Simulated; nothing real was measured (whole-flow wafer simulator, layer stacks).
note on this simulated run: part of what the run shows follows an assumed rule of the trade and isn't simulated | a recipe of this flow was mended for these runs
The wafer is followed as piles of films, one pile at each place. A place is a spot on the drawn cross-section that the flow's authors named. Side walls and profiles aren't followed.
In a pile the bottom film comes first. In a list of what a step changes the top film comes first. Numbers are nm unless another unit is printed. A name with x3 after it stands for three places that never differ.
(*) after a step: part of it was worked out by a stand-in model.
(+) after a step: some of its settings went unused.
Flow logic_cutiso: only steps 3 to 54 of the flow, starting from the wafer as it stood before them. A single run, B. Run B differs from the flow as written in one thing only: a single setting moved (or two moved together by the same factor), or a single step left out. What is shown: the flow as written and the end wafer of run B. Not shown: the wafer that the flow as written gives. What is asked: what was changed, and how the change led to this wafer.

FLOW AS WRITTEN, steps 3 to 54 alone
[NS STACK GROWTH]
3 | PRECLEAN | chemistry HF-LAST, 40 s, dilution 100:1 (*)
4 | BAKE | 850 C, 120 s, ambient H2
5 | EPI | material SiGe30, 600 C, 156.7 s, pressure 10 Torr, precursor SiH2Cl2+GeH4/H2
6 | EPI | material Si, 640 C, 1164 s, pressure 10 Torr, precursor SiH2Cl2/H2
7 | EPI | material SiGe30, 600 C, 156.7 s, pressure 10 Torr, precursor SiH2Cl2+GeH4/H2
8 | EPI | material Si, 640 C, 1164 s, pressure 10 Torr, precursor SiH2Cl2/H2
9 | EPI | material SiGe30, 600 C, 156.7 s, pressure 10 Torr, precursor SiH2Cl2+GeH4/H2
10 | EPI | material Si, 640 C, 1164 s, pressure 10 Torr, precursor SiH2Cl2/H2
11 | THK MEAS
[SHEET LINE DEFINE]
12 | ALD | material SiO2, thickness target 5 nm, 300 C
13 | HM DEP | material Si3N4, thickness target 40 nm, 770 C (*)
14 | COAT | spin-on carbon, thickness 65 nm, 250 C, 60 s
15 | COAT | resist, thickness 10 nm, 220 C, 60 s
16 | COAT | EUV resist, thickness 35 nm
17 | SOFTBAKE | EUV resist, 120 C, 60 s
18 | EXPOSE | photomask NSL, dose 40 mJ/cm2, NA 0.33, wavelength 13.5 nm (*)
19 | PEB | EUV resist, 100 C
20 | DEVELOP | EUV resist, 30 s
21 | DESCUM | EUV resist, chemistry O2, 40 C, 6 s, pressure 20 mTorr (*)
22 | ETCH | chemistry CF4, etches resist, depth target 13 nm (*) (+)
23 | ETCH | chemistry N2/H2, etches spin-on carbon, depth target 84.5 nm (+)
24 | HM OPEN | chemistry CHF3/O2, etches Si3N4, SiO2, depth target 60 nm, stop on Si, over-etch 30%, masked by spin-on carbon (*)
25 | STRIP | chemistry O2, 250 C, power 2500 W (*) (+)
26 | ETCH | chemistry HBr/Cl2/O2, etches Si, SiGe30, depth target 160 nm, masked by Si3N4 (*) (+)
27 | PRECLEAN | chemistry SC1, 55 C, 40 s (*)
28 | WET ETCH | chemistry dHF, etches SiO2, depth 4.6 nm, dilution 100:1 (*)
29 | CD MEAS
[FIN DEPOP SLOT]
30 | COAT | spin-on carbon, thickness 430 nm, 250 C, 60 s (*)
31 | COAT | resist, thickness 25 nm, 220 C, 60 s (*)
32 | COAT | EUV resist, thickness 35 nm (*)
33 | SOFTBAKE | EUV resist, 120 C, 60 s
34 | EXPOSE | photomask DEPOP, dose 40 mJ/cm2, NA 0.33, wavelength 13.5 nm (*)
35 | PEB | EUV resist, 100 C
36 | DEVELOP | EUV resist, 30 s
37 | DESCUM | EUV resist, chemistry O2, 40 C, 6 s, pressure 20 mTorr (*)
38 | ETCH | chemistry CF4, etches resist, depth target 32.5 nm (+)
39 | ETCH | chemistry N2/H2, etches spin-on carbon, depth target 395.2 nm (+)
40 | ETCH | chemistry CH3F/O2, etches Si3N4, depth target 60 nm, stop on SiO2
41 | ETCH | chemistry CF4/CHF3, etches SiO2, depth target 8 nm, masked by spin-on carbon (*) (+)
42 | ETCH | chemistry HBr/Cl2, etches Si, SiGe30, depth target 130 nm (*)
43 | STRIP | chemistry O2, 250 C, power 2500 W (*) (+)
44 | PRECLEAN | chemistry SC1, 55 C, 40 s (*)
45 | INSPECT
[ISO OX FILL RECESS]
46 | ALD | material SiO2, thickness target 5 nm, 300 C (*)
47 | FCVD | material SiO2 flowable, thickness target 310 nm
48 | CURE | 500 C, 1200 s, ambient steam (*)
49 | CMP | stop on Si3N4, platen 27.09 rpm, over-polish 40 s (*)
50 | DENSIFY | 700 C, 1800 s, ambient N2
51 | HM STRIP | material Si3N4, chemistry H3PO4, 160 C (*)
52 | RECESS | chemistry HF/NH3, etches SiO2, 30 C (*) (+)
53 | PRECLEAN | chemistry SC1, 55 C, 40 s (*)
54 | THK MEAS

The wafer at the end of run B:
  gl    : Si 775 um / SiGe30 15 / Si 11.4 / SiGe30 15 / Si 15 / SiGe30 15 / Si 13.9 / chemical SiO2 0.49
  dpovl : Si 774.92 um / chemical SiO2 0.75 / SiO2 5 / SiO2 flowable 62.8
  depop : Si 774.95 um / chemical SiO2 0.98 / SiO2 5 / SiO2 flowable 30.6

What caused this: step 6, EPI: 884.9 s was run, though the flow has 1164 s.

The path from the change to this, step by step:
  6 | EPI | material Si, 640 C, 1164 s, pressure 10 Torr, precursor SiH2Cl2/H2
      depop, dpovl, gfld and 19 more: Si gains 11.4 (new film) (in the flow as written it would be: Si gains 15 (new film))
  26 | ETCH | chemistry HBr/Cl2/O2, etches Si, SiGe30, depth target 160 nm, masked by Si3N4 (*) (+)
      dpovl, gfld, gxf, iso, isow, lnri, nsgap: chemical SiO2 loses 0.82 (all of it), Si loses 12 (all of it), SiGe30 loses 15 (all of it), Si loses 15 (all of it), SiGe30 loses 15 (all of it), Si loses 11.4 (all of it), SiGe30 loses 15 (all of it), Si loses 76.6 (in the flow as written it would be: chemical SiO2 loses 0.82 (all of it), Si loses 12 (all of it), SiGe30 loses 15 (all of it), Si loses 15 (all of it), SiGe30 loses 15 (all of it), Si loses 15 (all of it), SiGe30 loses 15 (all of it), Si loses 73)
  42 | ETCH | chemistry HBr/Cl2, etches Si, SiGe30, depth target 130 nm (*)
      depop: Si loses 13.8 (all of it), SiGe30 loses 15 (all of it), Si loses 15 (all of it), SiGe30 loses 15 (all of it), Si loses 11.4 (all of it), SiGe30 loses 15 (all of it), Si loses 44.8 (in the flow as written it would be: Si loses 13.8 (all of it), SiGe30 loses 15 (all of it), Si loses 15 (all of it), SiGe30 loses 15 (all of it), Si loses 15 (all of it), SiGe30 loses 15 (all of it), Si loses 41.2)
